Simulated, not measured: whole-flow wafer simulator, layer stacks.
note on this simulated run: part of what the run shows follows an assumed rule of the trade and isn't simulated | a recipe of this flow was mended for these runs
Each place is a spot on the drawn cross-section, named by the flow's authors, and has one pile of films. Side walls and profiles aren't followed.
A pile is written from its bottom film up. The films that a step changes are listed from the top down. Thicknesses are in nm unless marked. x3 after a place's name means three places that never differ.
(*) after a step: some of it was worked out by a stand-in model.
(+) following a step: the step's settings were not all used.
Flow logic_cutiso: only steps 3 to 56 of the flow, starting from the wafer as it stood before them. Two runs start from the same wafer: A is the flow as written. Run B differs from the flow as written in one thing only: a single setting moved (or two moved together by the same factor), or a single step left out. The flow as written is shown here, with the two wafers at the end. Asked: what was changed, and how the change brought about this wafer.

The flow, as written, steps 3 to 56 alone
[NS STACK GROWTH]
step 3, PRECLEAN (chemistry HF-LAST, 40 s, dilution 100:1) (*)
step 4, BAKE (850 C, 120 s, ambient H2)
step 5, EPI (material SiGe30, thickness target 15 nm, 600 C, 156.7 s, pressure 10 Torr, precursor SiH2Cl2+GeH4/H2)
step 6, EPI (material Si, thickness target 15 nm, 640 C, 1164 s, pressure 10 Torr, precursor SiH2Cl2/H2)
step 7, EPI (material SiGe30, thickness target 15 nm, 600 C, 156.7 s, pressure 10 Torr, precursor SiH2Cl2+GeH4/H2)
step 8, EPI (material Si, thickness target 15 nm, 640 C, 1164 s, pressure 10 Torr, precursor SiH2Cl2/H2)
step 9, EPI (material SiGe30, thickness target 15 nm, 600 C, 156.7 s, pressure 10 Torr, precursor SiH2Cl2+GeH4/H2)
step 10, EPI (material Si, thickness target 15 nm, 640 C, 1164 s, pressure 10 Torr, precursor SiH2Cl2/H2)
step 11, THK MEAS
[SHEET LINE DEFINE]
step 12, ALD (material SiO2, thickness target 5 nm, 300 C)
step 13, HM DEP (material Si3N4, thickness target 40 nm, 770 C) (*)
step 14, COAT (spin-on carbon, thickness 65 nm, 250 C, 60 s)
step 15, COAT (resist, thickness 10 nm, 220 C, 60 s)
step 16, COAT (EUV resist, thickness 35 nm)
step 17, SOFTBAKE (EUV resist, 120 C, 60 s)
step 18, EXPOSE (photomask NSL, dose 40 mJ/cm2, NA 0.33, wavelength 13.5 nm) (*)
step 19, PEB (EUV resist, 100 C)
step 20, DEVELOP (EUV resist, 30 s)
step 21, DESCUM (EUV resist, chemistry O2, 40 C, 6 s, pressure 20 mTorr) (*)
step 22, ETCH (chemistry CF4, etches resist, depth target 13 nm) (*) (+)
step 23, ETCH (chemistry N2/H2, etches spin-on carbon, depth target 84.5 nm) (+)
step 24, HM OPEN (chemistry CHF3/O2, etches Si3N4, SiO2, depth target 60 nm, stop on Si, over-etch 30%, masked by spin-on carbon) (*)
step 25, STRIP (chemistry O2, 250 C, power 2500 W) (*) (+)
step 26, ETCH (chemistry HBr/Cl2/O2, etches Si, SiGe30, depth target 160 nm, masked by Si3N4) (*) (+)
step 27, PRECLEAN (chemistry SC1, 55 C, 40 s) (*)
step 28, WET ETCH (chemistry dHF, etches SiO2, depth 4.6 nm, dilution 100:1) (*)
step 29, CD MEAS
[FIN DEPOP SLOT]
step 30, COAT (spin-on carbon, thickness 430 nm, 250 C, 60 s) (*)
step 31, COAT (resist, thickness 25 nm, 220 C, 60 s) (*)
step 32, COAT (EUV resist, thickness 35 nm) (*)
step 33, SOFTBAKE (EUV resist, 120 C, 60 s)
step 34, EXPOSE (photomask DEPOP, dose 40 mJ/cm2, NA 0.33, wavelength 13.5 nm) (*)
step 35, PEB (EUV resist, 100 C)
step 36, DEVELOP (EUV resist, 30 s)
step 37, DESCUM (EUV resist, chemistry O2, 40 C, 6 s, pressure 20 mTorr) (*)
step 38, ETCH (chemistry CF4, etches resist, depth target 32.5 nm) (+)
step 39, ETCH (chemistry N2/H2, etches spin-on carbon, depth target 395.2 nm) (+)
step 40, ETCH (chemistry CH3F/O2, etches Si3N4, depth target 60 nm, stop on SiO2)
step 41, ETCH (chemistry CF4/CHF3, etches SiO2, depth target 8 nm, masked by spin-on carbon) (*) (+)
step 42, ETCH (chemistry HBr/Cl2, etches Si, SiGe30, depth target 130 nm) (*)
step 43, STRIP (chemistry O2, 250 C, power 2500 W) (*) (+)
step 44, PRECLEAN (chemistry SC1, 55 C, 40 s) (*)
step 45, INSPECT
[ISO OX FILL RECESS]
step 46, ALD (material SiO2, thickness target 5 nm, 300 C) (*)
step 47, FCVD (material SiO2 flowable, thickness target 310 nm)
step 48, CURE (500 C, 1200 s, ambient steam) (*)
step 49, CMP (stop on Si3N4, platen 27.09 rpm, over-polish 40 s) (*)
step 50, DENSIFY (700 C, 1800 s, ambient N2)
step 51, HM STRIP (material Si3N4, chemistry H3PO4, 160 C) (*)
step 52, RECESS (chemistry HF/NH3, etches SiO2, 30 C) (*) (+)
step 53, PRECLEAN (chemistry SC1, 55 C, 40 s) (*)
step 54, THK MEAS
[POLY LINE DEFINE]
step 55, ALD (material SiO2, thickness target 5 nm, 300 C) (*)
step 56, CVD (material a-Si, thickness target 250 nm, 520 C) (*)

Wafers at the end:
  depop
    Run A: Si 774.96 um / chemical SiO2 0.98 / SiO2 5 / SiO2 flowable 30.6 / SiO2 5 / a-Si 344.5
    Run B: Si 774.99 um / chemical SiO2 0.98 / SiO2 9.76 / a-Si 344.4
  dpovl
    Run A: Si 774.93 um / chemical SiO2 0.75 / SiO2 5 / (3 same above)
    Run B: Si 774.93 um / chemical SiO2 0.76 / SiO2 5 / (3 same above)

Cause: step 42, ETCH: depth target 99.1 nm was run, though the flow has depth target 130 nm.

Step by step, how the change led to this:
  step 42, ETCH (chemistry HBr/Cl2, etches Si, SiGe30, depth target 130 nm) (*)
      dpovl, gfld, gl and 18 more: A -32 spin-on carbon | B -25.8 spin-on carbon
      depop: A -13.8 Si (all of it), -15 SiGe30 (all of it), -15 Si (all of it), -15 SiGe30 (all of it), -15 Si (all of it), -15 SiGe30 (all of it), -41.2 Si | B -13.8 Si (all of it), -15 SiGe30 (all of it), -15 Si (all of it), -15 SiGe30 (all of it), -15 Si (all of it), -15 SiGe30 (all of it), -10.3 Si
  step 43, STRIP (chemistry O2, 250 C, power 2500 W) (*) (+)
      dpovl: A +0.75 chemical SiO2 (new film), -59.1 spin-on carbon (all of it), -0.33 Si | B +0.75 chemical SiO2 (new film), -65.3 spin-on carbon (all of it), -0.33 Si
      ns: A -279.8 spin-on carbon (all of it) | B -286 spin-on carbon (all of it)
  step 47, FCVD (material SiO2 flowable, thickness target 310 nm)
      depop: A +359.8 SiO2 flowable (new film) | B +332.1 SiO2 flowable (new film)
  step 52, RECESS (chemistry HF/NH3, etches SiO2, 30 C) (*) (+)
      depop: A -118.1 SiO2 flowable | B -118 SiO2 flowable (all of it), -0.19 SiO2
  step 55, ALD (material SiO2, thickness target 5 nm, 300 C) (*)
      depop: A +5 SiO2 (new film) | B +5 SiO2
